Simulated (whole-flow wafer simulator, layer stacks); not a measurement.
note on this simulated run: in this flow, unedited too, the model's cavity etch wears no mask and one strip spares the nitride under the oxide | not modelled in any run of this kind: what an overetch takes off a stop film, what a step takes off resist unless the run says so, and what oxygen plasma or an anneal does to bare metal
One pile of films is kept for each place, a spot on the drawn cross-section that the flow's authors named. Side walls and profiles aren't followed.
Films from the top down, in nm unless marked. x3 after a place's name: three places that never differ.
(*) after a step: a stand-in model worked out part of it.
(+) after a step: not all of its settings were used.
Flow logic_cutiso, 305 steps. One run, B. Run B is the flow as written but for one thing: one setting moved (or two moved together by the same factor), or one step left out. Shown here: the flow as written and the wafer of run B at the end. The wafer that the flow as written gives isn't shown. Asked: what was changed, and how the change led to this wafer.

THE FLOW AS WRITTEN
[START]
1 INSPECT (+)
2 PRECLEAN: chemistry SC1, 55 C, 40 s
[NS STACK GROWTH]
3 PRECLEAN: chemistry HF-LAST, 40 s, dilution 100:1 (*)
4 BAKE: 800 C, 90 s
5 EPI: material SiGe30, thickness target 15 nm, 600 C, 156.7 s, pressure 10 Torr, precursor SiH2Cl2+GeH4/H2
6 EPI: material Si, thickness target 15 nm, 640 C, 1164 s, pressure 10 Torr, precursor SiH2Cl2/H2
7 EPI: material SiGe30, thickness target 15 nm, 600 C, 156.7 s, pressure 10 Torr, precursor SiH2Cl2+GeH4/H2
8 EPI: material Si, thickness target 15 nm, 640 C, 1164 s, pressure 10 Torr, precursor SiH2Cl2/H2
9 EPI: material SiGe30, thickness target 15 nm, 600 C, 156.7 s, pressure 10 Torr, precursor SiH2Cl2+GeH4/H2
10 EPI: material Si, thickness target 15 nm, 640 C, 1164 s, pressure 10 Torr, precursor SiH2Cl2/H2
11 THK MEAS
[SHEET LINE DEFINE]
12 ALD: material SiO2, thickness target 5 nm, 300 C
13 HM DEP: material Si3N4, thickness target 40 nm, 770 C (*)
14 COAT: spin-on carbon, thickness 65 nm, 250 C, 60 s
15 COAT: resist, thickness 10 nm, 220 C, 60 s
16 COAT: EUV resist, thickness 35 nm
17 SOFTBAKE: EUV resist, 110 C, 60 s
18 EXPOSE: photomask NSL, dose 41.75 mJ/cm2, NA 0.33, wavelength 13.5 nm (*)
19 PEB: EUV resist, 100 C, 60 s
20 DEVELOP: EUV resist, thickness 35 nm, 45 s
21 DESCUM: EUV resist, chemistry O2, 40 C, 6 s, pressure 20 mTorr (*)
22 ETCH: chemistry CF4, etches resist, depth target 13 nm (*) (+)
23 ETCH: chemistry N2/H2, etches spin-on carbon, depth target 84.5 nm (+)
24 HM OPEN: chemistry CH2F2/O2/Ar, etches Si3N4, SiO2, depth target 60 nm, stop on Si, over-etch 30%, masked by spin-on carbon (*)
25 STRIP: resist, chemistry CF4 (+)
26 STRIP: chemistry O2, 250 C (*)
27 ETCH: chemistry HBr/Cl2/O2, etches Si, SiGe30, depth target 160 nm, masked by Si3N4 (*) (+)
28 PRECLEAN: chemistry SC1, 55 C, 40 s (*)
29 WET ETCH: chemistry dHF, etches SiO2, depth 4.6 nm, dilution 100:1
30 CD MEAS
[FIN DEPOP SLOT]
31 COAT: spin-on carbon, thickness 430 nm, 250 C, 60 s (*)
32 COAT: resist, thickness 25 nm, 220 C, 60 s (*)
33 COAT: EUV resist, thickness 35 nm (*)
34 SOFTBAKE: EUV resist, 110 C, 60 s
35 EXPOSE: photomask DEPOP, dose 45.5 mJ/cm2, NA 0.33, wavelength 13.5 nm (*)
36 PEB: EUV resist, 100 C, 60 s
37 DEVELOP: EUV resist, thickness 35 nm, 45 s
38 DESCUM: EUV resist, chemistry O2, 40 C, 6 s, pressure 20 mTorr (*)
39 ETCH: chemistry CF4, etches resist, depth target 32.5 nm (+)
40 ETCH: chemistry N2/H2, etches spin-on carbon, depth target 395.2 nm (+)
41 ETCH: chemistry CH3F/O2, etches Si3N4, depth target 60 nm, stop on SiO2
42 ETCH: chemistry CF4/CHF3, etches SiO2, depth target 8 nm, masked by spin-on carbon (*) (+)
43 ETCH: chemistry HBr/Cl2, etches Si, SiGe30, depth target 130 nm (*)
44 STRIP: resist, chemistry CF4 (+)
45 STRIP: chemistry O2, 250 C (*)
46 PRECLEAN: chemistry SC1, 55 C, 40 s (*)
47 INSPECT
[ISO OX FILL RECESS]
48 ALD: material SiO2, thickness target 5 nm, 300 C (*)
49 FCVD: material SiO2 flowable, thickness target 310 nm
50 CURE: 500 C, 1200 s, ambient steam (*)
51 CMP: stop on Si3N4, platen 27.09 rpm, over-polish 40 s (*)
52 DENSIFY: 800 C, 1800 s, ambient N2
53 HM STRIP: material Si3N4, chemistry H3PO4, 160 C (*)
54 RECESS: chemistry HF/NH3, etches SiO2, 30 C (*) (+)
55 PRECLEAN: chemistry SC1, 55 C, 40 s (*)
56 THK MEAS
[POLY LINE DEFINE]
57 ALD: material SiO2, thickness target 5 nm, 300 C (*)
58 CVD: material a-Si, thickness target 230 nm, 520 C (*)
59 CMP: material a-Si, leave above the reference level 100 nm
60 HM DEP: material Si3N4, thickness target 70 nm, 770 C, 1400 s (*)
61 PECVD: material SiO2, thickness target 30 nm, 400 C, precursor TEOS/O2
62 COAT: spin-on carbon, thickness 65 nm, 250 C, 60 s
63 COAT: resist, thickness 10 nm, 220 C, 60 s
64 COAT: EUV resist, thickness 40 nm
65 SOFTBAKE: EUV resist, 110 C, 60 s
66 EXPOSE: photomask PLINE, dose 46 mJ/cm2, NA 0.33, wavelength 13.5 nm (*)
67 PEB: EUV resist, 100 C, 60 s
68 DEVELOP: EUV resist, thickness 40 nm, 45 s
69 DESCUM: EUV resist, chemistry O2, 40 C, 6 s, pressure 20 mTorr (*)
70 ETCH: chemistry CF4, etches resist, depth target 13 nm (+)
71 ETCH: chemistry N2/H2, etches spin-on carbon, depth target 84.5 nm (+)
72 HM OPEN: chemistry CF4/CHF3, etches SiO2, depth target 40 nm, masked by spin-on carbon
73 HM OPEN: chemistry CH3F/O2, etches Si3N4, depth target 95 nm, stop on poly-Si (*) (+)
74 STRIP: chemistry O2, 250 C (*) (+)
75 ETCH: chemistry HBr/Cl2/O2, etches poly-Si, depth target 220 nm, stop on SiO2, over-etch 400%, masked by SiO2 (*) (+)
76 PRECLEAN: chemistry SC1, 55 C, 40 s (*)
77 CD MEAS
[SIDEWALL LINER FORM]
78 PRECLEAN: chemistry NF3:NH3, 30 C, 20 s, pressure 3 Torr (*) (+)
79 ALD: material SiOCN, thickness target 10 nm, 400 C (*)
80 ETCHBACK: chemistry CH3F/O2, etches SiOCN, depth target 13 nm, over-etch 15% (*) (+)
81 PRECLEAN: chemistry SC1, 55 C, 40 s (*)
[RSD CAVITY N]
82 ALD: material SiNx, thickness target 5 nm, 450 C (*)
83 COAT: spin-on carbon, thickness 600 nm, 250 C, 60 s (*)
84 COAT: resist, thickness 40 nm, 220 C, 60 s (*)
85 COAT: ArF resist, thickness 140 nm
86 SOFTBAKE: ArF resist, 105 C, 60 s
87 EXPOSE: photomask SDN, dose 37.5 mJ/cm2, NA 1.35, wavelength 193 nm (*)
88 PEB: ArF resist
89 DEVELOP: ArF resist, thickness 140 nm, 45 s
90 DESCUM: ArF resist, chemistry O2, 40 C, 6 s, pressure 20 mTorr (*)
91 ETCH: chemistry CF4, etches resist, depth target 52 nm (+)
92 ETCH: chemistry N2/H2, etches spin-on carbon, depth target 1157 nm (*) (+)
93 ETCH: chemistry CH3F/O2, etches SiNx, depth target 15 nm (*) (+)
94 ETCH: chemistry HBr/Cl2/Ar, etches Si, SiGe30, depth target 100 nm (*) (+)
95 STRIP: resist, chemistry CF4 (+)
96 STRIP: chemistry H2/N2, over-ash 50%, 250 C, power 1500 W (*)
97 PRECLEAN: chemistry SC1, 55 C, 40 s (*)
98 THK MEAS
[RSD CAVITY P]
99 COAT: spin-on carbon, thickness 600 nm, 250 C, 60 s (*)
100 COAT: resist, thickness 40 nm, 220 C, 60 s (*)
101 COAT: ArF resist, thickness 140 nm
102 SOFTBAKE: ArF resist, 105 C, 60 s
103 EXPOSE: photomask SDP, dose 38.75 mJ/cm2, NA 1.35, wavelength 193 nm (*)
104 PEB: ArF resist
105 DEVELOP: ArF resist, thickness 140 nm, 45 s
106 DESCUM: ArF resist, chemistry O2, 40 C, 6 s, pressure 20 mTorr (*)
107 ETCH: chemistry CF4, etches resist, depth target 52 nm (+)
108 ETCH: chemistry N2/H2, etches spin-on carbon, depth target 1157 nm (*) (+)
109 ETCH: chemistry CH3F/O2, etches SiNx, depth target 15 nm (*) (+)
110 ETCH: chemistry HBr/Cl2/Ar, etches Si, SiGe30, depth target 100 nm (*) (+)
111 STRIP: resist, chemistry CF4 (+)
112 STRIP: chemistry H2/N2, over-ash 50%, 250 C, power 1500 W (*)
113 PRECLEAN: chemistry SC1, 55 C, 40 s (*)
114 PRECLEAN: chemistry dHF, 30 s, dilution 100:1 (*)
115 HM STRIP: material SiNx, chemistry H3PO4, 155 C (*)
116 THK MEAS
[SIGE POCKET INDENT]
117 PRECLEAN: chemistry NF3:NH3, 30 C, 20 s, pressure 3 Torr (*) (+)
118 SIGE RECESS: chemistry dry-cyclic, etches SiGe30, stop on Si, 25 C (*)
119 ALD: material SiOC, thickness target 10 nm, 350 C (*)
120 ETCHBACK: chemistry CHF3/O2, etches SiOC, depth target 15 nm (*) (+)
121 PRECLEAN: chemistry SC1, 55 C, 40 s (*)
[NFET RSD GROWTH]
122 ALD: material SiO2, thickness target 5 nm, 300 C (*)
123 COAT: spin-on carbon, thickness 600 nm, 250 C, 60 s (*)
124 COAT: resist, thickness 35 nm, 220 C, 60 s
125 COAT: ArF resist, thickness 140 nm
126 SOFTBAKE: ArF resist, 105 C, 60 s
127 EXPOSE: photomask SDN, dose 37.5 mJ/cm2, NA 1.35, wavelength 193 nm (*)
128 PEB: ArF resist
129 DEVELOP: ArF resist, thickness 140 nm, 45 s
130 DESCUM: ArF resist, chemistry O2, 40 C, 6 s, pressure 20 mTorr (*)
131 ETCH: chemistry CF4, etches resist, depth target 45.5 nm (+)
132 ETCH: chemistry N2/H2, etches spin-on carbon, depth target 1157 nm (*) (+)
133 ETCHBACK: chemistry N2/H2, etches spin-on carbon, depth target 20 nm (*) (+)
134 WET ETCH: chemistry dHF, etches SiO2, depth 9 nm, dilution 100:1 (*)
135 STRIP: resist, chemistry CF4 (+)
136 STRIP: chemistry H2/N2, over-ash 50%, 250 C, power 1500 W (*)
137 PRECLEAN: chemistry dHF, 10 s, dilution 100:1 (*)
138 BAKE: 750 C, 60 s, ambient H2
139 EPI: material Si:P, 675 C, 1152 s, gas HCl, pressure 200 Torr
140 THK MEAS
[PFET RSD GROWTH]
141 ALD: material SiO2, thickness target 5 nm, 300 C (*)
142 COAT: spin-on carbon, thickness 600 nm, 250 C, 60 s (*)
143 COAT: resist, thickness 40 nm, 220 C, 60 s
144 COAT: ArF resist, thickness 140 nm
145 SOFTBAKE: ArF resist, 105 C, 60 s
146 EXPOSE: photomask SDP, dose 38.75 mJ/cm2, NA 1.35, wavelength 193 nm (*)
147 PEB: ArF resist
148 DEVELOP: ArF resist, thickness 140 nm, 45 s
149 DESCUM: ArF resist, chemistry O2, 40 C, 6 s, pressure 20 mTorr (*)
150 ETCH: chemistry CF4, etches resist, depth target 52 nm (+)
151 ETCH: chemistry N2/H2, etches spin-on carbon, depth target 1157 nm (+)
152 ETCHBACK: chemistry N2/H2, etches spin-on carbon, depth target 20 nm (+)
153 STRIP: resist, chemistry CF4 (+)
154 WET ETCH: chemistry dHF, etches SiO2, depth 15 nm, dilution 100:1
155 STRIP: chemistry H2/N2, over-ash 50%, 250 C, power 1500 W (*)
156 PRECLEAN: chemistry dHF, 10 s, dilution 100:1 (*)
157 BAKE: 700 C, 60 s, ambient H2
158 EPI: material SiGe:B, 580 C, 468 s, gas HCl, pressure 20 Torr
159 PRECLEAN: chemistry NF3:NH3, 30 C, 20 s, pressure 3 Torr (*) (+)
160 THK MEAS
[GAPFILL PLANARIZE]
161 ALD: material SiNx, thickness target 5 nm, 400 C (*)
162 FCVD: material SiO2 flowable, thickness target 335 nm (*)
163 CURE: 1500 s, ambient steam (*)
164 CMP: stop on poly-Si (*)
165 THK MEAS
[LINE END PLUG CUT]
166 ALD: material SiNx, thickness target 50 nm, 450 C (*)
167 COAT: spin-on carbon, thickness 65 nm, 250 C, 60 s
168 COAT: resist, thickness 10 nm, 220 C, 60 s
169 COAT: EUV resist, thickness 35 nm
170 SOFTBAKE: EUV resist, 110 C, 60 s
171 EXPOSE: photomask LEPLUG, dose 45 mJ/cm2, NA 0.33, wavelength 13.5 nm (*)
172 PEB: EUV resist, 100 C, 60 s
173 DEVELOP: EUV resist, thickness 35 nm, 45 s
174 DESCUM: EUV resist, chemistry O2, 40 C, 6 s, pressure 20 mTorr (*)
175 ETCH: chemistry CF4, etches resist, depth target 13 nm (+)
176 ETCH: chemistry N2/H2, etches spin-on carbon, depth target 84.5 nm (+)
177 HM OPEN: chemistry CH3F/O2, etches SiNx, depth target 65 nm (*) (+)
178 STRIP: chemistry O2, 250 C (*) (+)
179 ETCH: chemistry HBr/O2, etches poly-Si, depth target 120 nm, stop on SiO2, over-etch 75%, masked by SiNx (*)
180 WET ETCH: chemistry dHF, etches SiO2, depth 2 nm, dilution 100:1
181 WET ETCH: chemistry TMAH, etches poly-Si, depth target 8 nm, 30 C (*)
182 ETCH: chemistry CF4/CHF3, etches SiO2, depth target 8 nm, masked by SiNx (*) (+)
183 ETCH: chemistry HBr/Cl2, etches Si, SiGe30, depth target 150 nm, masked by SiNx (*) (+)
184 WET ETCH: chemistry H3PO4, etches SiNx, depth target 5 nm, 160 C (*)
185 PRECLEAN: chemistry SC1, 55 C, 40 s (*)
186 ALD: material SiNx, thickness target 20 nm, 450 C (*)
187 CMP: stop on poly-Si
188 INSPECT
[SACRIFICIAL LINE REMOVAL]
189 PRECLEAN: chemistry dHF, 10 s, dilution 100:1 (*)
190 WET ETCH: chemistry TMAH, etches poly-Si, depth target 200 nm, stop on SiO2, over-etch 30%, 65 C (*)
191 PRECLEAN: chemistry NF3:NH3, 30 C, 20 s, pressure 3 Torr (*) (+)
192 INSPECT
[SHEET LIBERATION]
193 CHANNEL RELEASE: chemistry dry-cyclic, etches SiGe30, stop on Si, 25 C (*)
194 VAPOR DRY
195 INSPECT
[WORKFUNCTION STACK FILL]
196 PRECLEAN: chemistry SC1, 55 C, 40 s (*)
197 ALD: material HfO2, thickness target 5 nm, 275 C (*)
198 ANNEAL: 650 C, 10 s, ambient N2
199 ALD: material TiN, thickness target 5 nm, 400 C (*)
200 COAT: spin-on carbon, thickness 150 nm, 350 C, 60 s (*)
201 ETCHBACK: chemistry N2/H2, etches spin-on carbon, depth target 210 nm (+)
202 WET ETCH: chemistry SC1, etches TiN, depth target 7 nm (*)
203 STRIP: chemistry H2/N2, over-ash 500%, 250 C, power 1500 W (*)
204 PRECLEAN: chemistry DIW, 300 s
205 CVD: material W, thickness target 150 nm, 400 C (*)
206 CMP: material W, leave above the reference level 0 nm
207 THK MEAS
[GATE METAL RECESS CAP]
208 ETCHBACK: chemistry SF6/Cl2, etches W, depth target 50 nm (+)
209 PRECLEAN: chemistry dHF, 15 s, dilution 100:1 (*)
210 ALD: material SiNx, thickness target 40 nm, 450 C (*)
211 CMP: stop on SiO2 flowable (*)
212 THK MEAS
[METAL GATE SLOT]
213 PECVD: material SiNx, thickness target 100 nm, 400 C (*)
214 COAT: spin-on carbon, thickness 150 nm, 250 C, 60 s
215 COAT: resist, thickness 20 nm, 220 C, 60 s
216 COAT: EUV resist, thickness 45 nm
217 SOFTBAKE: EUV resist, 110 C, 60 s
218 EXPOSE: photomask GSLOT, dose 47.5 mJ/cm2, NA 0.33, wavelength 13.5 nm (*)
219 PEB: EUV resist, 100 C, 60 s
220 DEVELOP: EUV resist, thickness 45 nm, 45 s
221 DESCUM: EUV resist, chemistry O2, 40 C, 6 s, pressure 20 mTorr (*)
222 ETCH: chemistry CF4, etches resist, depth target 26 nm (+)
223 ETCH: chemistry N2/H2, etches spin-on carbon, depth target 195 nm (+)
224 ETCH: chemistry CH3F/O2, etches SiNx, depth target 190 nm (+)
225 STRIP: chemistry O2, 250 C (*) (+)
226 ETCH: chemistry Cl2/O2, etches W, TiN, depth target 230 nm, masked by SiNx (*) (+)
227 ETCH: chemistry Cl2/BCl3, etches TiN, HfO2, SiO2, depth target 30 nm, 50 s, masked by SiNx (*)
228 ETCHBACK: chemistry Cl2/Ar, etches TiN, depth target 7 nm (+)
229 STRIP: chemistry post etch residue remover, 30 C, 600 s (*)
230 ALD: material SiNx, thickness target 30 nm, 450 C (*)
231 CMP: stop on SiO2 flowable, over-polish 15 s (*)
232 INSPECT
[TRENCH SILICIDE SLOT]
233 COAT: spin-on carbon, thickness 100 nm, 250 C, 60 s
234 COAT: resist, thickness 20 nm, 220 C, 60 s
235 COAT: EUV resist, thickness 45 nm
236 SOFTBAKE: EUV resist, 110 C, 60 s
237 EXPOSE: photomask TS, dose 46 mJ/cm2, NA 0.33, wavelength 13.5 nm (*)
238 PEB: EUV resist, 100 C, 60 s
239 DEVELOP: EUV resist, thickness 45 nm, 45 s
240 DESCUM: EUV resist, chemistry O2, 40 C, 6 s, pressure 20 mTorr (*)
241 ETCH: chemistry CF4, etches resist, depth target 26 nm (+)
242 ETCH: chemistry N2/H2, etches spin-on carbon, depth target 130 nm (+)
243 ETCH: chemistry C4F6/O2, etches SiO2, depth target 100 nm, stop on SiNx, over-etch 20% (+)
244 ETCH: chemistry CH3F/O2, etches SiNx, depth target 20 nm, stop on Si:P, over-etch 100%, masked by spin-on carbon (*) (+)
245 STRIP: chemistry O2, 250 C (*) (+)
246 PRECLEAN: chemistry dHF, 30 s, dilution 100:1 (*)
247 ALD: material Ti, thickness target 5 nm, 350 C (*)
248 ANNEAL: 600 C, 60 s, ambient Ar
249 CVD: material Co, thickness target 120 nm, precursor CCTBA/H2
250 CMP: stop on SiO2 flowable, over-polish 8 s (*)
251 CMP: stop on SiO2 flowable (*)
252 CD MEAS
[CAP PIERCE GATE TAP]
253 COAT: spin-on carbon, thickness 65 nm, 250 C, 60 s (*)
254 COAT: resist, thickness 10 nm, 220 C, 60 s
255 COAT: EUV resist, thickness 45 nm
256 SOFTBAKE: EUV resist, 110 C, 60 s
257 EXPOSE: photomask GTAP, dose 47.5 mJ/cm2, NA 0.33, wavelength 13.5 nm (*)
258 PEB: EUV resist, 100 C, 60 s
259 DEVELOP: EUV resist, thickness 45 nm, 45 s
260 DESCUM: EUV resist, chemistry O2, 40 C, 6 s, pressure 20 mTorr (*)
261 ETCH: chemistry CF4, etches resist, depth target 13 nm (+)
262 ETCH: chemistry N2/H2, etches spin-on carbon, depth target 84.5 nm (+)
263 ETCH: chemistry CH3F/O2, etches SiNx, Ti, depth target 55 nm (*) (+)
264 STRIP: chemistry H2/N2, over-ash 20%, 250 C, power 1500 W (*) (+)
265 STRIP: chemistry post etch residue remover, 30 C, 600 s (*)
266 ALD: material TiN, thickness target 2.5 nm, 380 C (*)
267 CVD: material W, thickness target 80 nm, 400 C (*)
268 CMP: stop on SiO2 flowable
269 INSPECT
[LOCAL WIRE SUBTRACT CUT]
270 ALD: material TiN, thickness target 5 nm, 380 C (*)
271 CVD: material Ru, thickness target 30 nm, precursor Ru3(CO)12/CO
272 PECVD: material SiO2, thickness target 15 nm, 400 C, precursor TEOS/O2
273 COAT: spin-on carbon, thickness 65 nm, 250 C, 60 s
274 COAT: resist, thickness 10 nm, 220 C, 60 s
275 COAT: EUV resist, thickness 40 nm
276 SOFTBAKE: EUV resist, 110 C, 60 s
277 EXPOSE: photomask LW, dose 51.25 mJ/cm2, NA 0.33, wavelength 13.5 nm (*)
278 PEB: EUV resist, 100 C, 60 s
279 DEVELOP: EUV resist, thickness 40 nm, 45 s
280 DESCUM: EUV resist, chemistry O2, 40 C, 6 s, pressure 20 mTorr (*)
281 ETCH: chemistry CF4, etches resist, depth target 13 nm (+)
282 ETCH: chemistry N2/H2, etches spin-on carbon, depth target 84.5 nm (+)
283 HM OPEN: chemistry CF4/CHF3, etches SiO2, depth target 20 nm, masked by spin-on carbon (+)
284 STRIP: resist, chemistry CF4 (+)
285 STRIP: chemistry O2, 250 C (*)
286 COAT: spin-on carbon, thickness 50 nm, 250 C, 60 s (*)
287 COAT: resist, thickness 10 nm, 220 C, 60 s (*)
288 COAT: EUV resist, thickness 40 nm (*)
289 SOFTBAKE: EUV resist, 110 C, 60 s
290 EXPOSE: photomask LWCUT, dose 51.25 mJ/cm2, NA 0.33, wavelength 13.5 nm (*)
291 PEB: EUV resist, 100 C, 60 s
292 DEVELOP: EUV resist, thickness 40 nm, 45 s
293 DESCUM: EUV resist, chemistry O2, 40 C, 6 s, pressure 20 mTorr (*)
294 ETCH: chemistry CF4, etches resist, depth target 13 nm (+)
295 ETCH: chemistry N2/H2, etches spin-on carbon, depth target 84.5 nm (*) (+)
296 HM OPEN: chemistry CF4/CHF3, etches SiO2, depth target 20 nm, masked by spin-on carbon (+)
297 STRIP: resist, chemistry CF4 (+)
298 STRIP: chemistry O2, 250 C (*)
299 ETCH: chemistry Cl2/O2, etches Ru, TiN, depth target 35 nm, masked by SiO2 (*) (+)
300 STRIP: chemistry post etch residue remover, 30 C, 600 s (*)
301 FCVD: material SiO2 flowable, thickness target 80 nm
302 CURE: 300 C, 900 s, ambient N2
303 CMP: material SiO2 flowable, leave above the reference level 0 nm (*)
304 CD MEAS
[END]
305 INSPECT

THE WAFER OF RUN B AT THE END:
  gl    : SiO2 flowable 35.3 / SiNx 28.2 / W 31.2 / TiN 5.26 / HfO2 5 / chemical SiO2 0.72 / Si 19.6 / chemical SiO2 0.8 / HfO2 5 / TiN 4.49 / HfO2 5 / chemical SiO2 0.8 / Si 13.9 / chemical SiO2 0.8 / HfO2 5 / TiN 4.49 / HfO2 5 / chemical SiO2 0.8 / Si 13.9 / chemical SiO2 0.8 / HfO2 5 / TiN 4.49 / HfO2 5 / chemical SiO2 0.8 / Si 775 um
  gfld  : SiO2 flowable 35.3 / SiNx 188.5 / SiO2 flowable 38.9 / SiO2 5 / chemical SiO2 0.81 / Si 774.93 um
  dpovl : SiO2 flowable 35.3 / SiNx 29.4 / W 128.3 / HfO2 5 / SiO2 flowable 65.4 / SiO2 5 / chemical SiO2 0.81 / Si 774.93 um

The cause: step 10, EPI: 1688 s was run, where the flow has 1164 s.

How the change led to this, step by step:
  10 EPI: material Si, thickness target 15 nm, 640 C, 1164 s, pressure 10 Torr, precursor SiH2Cl2/H2
      depop, dpovl, gfld and 19 more: Si +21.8 (new film) (as written it would be: Si +15 (new film))
  27 ETCH: chemistry HBr/Cl2/O2, etches Si, SiGe30, depth target 160 nm, masked by Si3N4 (*) (+)
      gfld, gxf, iso, lnri: chemical SiO2 -0.79 (all of it), Si -18.1 (all of it), SiGe30 -15 (all of it), Si -15 (all of it), SiGe30 -15 (all of it), Si -15 (all of it), SiGe30 -15 (all of it), Si -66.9 (as written it would be: chemical SiO2 -0.79 (all of it), Si -11.4 (all of it), SiGe30 -15 (all of it), Si -15 (all of it), SiGe30 -15 (all of it), Si -15 (all of it), SiGe30 -15 (all of it), Si -73.6)
      dpovl, nsgap: chemical SiO2 -0.79 (all of it), Si -18.5 (all of it), SiGe30 -15 (all of it), Si -15 (all of it), SiGe30 -15 (all of it), Si -15 (all of it), SiGe30 -15 (all of it), Si -66.5 (as written it would be: chemical SiO2 -0.79 (all of it), Si -11.8 (all of it), SiGe30 -15 (all of it), Si -15 (all of it), SiGe30 -15 (all of it), Si -15 (all of it), SiGe30 -15 (all of it), Si -73.2)
      (and at 1 more place)
  43 ETCH: chemistry HBr/Cl2, etches Si, SiGe30, depth target 130 nm (*)
      depop: Si -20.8 (all of it), SiGe30 -15 (all of it), Si -15 (all of it), SiGe30 -15 (all of it), Si -15 (all of it), SiGe30 -15 (all of it), Si -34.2 (as written it would be: Si -14 (all of it), SiGe30 -15 (all of it), Si -15 (all of it), SiGe30 -15 (all of it), Si -15 (all of it), SiGe30 -15 (all of it), Si -41)
  94 ETCH: chemistry HBr/Cl2/Ar, etches Si, SiGe30, depth target 100 nm (*) (+)
      rsdn, rsdx: chemical SiO2 -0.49 (all of it), Si -19.6 (all of it), SiGe30 -15 (all of it), Si -15 (all of it), SiGe30 -15 (all of it), Si -15 (all of it), SiGe30 -15 (all of it), Si -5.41 (as written it would be: chemical SiO2 -0.49 (all of it), Si -12.8 (all of it), SiGe30 -15 (all of it), Si -15 (all of it), SiGe30 -15 (all of it), Si -15 (all of it), SiGe30 -15 (all of it), Si -12.2)
  110 ETCH: chemistry HBr/Cl2/Ar, etches Si, SiGe30, depth target 100 nm (*) (+)
      rsdp, rsdw: chemical SiO2 -0.49 (all of it), Si -19.6 (all of it), SiGe30 -15 (all of it), Si -15 (all of it), SiGe30 -15 (all of it), Si -15 (all of it), SiGe30 -15 (all of it), Si -5.41 (as written it would be: chemical SiO2 -0.49 (all of it), Si -12.8 (all of it), SiGe30 -15 (all of it), Si -15 (all of it), SiGe30 -15 (all of it), Si -15 (all of it), SiGe30 -15 (all of it), Si -12.2)
  183 ETCH: chemistry HBr/Cl2, etches Si, SiGe30, depth target 150 nm, masked by SiNx (*) (+)
      plug: Si -20.3 (all of it), SiGe30 -15 (all of it), Si -15 (all of it), SiGe30 -15 (all of it), Si -15 (all of it), SiGe30 -15 (all of it), Si -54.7 (as written it would be: Si -13.6 (all of it), SiGe30 -15 (all of it), Si -15 (all of it), SiGe30 -15 (all of it), Si -15 (all of it), SiGe30 -15 (all of it), Si -61.4)
